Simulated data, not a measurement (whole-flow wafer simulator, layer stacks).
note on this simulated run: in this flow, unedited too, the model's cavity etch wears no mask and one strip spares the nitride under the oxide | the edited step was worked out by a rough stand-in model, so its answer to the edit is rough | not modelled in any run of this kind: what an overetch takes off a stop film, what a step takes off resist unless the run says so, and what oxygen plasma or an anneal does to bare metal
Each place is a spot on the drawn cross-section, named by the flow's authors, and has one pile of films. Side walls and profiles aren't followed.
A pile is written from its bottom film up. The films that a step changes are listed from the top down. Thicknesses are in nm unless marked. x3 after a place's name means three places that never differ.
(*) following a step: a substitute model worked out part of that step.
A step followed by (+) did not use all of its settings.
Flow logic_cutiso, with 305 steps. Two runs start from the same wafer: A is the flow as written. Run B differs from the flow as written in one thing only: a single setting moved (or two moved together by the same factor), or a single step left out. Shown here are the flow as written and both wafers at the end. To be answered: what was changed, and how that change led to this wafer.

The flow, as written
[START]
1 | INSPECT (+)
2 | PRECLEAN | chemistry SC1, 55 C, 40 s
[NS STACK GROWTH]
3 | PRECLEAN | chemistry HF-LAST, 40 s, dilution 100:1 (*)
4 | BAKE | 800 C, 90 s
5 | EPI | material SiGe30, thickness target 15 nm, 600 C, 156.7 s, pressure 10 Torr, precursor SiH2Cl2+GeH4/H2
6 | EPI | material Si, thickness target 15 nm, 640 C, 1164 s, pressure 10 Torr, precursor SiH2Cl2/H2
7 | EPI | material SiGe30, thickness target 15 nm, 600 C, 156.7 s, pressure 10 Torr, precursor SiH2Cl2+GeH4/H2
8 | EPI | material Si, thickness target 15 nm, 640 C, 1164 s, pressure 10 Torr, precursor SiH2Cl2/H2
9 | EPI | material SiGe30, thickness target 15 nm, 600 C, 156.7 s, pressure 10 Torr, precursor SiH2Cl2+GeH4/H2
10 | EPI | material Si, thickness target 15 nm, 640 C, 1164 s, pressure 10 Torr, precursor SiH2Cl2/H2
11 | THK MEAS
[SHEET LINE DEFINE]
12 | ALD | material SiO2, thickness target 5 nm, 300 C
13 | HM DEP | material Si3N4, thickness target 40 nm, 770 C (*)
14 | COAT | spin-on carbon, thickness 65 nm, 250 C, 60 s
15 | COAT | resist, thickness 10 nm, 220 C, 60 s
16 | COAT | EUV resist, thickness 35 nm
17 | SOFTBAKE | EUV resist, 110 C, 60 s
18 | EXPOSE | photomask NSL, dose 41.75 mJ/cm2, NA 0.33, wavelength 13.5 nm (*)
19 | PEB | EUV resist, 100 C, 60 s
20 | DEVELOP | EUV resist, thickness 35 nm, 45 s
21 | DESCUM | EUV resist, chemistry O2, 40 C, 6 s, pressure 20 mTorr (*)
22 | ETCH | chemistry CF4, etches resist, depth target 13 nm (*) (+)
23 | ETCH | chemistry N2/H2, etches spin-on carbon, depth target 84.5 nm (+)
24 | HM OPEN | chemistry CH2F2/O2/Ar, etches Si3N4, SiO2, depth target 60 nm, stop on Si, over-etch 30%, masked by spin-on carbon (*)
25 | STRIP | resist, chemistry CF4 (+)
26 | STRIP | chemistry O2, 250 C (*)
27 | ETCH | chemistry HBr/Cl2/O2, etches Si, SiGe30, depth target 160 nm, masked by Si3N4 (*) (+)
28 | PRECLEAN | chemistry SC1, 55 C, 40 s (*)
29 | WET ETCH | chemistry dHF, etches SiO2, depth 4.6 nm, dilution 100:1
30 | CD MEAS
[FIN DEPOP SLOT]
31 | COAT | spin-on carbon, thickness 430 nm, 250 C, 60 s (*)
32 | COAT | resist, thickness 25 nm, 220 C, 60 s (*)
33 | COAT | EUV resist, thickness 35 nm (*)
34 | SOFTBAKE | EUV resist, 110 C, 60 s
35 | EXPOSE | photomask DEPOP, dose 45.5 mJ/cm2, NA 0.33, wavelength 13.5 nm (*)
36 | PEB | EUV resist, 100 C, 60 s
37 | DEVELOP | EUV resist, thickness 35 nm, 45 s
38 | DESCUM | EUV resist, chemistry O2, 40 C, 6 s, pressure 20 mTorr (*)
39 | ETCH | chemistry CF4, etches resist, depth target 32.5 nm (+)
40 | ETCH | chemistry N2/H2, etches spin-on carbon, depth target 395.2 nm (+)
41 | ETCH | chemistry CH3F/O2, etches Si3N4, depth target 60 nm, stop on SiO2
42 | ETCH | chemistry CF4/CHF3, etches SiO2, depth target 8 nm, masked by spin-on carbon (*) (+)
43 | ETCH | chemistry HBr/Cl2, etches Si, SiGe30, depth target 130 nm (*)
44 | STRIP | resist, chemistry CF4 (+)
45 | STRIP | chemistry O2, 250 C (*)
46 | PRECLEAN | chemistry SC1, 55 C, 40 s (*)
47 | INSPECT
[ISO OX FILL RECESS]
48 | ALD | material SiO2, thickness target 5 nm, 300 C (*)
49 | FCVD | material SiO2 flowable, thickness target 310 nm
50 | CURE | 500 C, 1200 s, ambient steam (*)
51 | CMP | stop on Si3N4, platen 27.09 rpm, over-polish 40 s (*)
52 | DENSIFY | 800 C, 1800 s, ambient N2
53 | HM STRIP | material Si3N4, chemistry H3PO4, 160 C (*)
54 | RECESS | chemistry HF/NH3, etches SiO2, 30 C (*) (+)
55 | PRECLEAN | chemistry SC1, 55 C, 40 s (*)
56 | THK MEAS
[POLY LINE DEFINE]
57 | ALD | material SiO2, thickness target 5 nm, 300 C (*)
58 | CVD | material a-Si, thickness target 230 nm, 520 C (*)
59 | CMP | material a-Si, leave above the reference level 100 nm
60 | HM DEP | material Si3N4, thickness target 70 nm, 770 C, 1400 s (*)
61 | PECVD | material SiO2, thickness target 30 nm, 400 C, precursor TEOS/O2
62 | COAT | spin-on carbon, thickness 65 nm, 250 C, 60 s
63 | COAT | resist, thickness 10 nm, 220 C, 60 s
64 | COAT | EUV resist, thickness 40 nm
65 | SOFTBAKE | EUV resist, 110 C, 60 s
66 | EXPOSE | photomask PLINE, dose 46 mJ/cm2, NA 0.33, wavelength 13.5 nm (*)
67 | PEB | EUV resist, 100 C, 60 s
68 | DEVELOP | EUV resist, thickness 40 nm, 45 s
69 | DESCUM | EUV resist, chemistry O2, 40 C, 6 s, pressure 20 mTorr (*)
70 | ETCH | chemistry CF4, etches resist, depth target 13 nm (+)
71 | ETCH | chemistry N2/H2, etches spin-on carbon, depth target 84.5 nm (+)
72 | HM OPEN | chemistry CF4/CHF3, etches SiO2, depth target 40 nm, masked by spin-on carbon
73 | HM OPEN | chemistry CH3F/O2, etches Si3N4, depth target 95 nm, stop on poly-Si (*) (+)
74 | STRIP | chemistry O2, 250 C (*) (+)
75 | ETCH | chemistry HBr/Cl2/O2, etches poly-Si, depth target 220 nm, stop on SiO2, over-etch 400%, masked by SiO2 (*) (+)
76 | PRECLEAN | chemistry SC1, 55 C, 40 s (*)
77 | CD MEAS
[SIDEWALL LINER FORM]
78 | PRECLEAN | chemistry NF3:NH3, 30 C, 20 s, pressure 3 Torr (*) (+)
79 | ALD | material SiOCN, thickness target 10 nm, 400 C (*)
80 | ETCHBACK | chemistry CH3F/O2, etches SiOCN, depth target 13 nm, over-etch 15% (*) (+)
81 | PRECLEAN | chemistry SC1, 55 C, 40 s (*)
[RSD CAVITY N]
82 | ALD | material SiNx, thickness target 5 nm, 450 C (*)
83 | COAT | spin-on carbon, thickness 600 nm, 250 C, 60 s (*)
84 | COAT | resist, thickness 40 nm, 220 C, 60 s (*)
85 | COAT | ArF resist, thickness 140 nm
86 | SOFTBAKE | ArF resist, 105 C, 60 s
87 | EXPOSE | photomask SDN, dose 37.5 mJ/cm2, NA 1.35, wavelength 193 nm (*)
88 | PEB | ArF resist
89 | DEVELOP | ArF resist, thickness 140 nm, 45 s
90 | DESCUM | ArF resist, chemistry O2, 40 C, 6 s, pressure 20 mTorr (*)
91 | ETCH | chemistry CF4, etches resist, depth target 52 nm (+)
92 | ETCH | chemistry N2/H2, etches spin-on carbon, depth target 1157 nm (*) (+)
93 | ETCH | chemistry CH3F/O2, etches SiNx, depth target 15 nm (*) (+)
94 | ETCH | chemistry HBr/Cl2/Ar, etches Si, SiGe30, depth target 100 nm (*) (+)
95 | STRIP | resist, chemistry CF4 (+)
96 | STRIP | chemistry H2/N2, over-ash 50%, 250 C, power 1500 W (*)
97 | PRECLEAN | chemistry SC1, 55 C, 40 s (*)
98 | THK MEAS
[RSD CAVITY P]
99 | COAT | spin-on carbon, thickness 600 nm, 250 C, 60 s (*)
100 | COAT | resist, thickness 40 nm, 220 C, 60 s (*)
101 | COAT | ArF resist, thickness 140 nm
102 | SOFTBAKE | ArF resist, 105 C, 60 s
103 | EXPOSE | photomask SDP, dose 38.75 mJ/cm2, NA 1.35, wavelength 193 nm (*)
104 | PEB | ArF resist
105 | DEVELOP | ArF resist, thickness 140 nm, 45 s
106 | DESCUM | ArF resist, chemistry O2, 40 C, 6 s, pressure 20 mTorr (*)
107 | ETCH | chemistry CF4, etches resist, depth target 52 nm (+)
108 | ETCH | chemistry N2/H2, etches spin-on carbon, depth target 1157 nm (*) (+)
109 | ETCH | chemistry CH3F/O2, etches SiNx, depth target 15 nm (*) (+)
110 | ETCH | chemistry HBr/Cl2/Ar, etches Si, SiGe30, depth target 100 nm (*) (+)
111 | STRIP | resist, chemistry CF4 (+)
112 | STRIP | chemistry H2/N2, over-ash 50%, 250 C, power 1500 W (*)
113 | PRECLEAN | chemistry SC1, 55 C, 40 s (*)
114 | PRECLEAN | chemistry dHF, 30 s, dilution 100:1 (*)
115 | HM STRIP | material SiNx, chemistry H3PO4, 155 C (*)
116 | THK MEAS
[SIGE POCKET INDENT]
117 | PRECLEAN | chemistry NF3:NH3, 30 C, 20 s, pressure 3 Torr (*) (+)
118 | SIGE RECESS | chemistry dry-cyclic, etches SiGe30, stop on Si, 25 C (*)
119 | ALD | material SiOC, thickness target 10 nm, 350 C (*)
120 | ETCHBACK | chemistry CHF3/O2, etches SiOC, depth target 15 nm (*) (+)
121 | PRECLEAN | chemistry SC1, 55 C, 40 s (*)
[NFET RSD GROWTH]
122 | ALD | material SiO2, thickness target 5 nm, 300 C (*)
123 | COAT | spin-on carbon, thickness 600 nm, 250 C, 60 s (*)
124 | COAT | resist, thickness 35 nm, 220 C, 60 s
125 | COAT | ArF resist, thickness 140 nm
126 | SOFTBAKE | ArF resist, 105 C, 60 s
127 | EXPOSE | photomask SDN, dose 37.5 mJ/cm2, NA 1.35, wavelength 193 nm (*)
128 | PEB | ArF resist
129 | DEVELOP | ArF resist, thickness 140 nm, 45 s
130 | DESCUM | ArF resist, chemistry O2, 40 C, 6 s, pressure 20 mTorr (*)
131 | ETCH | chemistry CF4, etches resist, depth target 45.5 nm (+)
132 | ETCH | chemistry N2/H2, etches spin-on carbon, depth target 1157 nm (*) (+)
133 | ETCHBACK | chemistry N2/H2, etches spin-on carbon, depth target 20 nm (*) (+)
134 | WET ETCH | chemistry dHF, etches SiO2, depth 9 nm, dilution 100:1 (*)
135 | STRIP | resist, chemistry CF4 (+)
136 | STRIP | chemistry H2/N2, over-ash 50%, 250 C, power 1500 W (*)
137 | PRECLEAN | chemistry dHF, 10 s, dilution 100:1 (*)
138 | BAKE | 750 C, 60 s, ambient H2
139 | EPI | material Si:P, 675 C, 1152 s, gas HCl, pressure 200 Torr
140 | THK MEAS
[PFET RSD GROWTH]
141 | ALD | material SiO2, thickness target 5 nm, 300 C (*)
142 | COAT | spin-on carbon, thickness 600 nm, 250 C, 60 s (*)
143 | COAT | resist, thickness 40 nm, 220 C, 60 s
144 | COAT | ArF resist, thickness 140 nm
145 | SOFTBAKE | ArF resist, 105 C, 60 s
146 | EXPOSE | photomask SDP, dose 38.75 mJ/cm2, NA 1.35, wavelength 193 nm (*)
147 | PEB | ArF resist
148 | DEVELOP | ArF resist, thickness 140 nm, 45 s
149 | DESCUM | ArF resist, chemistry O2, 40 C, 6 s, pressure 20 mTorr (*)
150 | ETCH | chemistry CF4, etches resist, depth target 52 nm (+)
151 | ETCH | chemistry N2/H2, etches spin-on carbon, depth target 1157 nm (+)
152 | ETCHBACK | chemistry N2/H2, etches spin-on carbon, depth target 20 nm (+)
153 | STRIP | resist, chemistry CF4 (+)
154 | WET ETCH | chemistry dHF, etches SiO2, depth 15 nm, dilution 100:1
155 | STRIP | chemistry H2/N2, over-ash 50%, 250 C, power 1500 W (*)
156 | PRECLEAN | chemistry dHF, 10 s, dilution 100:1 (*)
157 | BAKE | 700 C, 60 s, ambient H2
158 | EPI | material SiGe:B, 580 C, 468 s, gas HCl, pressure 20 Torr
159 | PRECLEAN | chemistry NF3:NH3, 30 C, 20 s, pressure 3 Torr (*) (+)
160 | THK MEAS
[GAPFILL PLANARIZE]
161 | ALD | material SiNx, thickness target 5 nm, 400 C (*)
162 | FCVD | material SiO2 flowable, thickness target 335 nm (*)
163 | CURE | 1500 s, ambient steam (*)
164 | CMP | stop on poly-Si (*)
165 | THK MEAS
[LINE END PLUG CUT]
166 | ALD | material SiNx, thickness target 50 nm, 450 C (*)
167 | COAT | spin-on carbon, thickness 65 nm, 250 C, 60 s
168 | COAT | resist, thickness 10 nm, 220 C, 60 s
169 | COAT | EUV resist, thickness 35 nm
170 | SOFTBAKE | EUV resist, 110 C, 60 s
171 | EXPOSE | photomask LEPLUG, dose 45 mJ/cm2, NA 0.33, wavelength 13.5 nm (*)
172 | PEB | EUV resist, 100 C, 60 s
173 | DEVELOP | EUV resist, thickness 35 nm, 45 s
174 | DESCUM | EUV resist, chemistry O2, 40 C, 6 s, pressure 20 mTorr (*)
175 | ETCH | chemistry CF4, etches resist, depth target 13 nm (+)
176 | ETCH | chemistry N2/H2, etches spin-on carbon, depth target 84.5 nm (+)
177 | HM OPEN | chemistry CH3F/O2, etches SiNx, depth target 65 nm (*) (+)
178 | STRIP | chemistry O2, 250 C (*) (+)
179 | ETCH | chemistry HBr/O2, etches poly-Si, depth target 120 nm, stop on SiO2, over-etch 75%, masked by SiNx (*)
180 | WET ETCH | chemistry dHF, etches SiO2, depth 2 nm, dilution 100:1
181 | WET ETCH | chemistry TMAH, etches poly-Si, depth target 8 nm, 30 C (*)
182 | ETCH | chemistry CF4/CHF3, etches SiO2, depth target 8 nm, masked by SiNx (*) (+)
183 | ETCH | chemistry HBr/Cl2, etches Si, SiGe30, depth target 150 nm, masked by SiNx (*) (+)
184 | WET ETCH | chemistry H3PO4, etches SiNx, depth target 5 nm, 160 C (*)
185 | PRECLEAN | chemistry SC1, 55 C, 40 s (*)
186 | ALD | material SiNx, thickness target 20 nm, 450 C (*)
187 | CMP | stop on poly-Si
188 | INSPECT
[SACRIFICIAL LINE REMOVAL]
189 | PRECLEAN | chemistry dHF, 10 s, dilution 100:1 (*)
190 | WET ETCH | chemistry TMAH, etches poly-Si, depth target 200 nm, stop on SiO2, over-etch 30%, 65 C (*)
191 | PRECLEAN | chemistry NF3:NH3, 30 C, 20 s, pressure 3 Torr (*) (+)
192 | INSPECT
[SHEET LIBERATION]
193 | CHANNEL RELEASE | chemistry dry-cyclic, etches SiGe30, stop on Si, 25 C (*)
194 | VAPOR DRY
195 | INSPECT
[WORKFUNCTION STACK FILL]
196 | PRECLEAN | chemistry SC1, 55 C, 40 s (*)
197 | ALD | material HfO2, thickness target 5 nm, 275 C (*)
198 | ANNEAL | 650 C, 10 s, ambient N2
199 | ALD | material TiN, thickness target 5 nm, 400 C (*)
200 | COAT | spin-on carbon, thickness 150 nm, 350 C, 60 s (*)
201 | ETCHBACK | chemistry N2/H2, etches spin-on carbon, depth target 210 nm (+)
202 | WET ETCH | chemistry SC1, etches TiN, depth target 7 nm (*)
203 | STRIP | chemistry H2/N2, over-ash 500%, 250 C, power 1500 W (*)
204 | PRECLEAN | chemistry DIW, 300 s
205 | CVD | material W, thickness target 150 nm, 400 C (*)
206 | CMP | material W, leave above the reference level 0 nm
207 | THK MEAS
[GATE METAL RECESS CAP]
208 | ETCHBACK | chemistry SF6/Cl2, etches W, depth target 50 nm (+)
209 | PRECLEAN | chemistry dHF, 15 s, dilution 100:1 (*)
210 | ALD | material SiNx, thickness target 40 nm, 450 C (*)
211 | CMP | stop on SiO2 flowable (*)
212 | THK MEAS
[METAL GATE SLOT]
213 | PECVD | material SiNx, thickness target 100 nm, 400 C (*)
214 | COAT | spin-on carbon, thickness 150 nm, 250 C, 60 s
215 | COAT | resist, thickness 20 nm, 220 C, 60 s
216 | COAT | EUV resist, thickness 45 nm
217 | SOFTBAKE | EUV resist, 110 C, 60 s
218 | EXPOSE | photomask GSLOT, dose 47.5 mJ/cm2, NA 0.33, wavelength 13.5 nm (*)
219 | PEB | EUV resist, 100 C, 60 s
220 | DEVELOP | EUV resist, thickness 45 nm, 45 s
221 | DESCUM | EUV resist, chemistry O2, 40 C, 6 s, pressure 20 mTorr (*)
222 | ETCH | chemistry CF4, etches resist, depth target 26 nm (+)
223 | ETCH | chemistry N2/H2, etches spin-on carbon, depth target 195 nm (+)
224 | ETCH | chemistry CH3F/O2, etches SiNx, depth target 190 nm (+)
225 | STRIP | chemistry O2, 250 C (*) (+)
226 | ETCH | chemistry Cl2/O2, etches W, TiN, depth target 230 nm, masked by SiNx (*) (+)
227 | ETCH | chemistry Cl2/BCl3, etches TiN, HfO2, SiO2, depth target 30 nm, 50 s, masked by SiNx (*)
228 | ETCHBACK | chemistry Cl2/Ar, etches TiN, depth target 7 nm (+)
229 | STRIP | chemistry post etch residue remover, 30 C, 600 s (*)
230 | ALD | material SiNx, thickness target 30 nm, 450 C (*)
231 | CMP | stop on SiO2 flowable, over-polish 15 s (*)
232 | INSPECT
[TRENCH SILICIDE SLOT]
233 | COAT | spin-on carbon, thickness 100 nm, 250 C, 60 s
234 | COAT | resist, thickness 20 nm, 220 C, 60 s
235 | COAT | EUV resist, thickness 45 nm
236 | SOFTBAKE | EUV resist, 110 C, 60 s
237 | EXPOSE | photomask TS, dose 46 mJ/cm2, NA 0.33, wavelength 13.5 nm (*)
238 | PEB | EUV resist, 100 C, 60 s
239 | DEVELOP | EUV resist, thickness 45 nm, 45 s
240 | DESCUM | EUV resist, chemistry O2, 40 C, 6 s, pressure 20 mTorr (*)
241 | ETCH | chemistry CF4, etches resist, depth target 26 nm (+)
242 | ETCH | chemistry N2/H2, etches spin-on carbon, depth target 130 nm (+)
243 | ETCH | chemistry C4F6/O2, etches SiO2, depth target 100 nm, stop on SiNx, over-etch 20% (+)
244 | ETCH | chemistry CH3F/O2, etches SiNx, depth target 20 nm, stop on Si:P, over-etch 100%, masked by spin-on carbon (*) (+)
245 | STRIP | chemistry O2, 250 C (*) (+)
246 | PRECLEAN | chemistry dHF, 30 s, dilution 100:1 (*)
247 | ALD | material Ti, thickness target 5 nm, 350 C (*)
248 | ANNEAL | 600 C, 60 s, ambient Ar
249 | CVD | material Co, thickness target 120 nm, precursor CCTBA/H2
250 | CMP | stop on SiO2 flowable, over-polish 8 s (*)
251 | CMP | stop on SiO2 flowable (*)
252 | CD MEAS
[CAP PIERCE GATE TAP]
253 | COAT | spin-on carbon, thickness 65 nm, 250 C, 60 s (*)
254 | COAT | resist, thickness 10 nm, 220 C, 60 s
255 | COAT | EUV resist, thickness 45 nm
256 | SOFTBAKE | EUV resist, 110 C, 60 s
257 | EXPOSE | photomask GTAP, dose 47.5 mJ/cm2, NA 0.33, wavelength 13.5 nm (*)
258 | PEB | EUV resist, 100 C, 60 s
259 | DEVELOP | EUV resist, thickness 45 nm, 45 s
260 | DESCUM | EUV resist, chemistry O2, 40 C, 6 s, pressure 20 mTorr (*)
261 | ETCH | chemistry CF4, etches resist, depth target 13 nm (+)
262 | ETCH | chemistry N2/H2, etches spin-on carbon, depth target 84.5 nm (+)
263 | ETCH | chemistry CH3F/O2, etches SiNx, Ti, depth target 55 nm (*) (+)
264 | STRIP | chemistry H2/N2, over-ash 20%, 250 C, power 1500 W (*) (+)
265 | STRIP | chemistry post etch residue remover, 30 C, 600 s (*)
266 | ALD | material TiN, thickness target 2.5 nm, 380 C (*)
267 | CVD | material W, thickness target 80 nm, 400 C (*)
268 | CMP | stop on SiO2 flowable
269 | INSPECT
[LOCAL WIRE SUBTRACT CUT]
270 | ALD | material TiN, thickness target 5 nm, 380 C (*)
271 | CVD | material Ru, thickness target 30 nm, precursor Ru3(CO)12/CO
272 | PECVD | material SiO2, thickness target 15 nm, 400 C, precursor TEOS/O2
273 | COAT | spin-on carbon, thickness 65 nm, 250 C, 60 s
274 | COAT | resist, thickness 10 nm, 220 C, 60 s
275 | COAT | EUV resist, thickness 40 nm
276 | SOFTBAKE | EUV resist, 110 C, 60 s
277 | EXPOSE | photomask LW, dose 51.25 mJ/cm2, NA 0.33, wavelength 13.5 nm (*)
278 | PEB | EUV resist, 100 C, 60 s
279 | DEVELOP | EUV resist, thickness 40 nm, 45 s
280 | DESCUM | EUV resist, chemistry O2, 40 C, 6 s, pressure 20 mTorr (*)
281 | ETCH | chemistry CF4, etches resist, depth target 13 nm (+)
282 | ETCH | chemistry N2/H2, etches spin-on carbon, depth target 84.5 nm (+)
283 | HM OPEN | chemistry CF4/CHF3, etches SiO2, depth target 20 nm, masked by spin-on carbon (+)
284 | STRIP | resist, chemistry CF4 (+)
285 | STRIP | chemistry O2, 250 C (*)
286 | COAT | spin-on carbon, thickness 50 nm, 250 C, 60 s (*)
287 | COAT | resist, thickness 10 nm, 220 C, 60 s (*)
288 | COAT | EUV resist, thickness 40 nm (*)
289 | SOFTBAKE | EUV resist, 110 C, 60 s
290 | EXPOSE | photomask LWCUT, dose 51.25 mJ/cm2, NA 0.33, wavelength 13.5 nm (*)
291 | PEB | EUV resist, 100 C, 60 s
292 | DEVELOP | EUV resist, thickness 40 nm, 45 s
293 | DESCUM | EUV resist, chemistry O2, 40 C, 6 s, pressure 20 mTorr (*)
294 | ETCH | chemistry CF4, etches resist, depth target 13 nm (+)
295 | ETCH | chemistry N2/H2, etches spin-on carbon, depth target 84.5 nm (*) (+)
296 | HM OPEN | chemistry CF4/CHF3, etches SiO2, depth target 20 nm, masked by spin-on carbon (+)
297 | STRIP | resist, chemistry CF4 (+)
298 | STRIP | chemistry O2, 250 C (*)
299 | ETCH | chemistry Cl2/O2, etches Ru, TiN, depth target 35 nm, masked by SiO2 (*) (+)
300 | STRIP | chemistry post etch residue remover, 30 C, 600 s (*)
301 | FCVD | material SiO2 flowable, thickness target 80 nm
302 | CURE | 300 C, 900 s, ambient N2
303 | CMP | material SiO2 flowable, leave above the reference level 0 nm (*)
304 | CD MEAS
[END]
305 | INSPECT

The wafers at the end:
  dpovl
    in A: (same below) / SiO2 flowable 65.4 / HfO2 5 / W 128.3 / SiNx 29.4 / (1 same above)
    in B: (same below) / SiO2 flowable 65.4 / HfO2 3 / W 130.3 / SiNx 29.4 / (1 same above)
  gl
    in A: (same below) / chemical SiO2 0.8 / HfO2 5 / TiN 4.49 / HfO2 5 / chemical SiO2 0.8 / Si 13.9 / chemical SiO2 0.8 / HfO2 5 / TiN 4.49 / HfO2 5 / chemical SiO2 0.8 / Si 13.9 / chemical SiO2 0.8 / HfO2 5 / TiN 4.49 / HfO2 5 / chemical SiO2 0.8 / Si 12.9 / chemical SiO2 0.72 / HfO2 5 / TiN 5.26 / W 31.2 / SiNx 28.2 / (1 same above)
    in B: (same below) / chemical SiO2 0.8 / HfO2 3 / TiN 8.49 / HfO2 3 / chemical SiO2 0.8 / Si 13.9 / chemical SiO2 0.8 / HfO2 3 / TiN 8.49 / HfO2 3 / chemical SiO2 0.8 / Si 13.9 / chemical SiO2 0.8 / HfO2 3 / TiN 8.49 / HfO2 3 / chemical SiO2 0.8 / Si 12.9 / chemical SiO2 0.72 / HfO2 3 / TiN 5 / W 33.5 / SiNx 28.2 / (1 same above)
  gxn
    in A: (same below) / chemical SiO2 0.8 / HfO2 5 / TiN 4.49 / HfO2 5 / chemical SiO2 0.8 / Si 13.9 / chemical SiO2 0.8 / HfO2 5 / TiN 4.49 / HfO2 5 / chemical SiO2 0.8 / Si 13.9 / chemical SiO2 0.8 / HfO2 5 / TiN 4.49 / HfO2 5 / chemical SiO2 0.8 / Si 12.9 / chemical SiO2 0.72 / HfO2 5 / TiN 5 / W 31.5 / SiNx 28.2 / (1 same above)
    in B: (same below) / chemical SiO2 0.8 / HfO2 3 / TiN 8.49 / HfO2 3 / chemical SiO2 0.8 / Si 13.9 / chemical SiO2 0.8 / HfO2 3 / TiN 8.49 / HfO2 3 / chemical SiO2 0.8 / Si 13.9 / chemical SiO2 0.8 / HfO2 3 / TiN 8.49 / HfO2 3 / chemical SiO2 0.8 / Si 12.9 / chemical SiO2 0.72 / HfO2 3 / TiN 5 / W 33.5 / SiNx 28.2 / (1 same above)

The reason: step 197, ALD: thickness target 3 nm was run, while the flow as written has thickness target 5 nm.
The wafer lets one read it off: dpovl has HfO2 3, and step 197 as written asks for 5 nm.

The path from the change to this, step by step:
  197 | ALD | material HfO2, thickness target 5 nm, 275 C (*)
      depop, dpovl, gfld and 12 more: A HfO2 gains 5 (new film) | B HfO2 gains 3 (new film)
      gl, glp, gxn, gxp, ns, tap: A HfO2 gains 5 (new film), HfO2 gains 5 (new film), cavity loses 10, HfO2 gains 5 (new film), HfO2 gains 5 (new film), cavity loses 10, HfO2 gains 5 (new film), HfO2 gains 5 (new film), cavity loses 10, HfO2 gains 5 (new film) | B HfO2 gains 3 (new film), HfO2 gains 3 (new film), cavity loses 6, HfO2 gains 3 (new film), HfO2 gains 3 (new film), cavity loses 6, HfO2 gains 3 (new film), HfO2 gains 3 (new film), cavity loses 6, HfO2 gains 3 (new film)
      (as well as at 1 more place)
  199 | ALD | material TiN, thickness target 5 nm, 400 C (*)
      gl, glp, tap: A TiN gains 5.26 (new film), TiN gains 4.49 (new film), cavity loses 4.49 (all of it), TiN gains 4.49 (new film), cavity loses 4.49 (all of it), TiN gains 4.49 (new film), cavity loses 4.49 (all of it) | B TiN gains 5 (new film), TiN gains 8.49 (new film), cavity loses 8.49 (all of it), TiN gains 8.49 (new film), cavity loses 8.49 (all of it), TiN gains 8.49 (new film), cavity loses 8.49 (all of it)
      gxn, gxp, ns: A TiN gains 5 (new film), TiN gains 4.49 (new film), cavity loses 4.49 (all of it), TiN gains 4.49 (new film), cavity loses 4.49 (all of it), TiN gains 4.49 (new film), cavity loses 4.49 (all of it) | B TiN gains 5 (new film), TiN gains 8.49 (new film), cavity loses 8.49 (all of it), TiN gains 8.49 (new film), cavity loses 8.49 (all of it), TiN gains 8.49 (new film), cavity loses 8.49 (all of it)
      (as well as at 2 more places)
  200 | COAT | spin-on carbon, thickness 150 nm, 350 C, 60 s (*)
      gl, glp: A spin-on carbon gains 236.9 (new film) | B spin-on carbon gains 231 (new film)
      lnr, lnrp: A spin-on carbon gains 133.9 (new film) | B spin-on carbon gains 128 (new film)
      (as well as at 17 more places)
  201 | ETCHBACK | chemistry N2/H2, etches spin-on carbon, depth target 210 nm (+)
      lnr, lnrp: A spin-on carbon loses 133.9 (all of it) | B spin-on carbon loses 128 (all of it)
      rsdn, rsdw: A spin-on carbon loses 145.8 (all of it) | B spin-on carbon loses 139.7 (all of it)
      (as well as at 11 more places)
  203 | STRIP | chemistry H2/N2, over-ash 500%, 250 C, power 1500 W (*)
      gl, glp: A spin-on carbon loses 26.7 (all of it) | B spin-on carbon loses 20.9 (all of it)
      gxn, gxp: A spin-on carbon loses 26.8 (all of it) | B spin-on carbon loses 20.5 (all of it)
      (as well as at 3 more places)
  206 | CMP | material W, leave above the reference level 0 nm
      lnr, lnri, lnrp, lnrt: A W loses 150 (all of it), HfO2 loses 5 (all of it), SiOCN loses 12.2 | B W loses 150 (all of it), HfO2 loses 3 (all of it), SiOCN loses 12.2
      rsdn, rsdp, rsdw, rsdx: A W loses 162.2 (all of it), HfO2 loses 5 (all of it) | B W loses 162.2 (all of it), HfO2 loses 3 (all of it)
      (as well as at 2 more places)
  226 | ETCH | chemistry Cl2/O2, etches W, TiN, depth target 230 nm, masked by SiNx (*) (+)
      gfld: A W loses 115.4 (all of it), TiN loses 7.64 (all of it), HfO2 loses 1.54 | B W loses 120.1 (all of it), TiN loses 5 (all of it), HfO2 loses 1.56
  227 | ETCH | chemistry Cl2/BCl3, etches TiN, HfO2, SiO2, depth target 30 nm, 50 s, masked by SiNx (*)
      gfld: A HfO2 loses 3.46 (all of it), SiO2 flowable loses 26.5 | B HfO2 loses 1.44 (all of it), SiO2 flowable loses 28.6
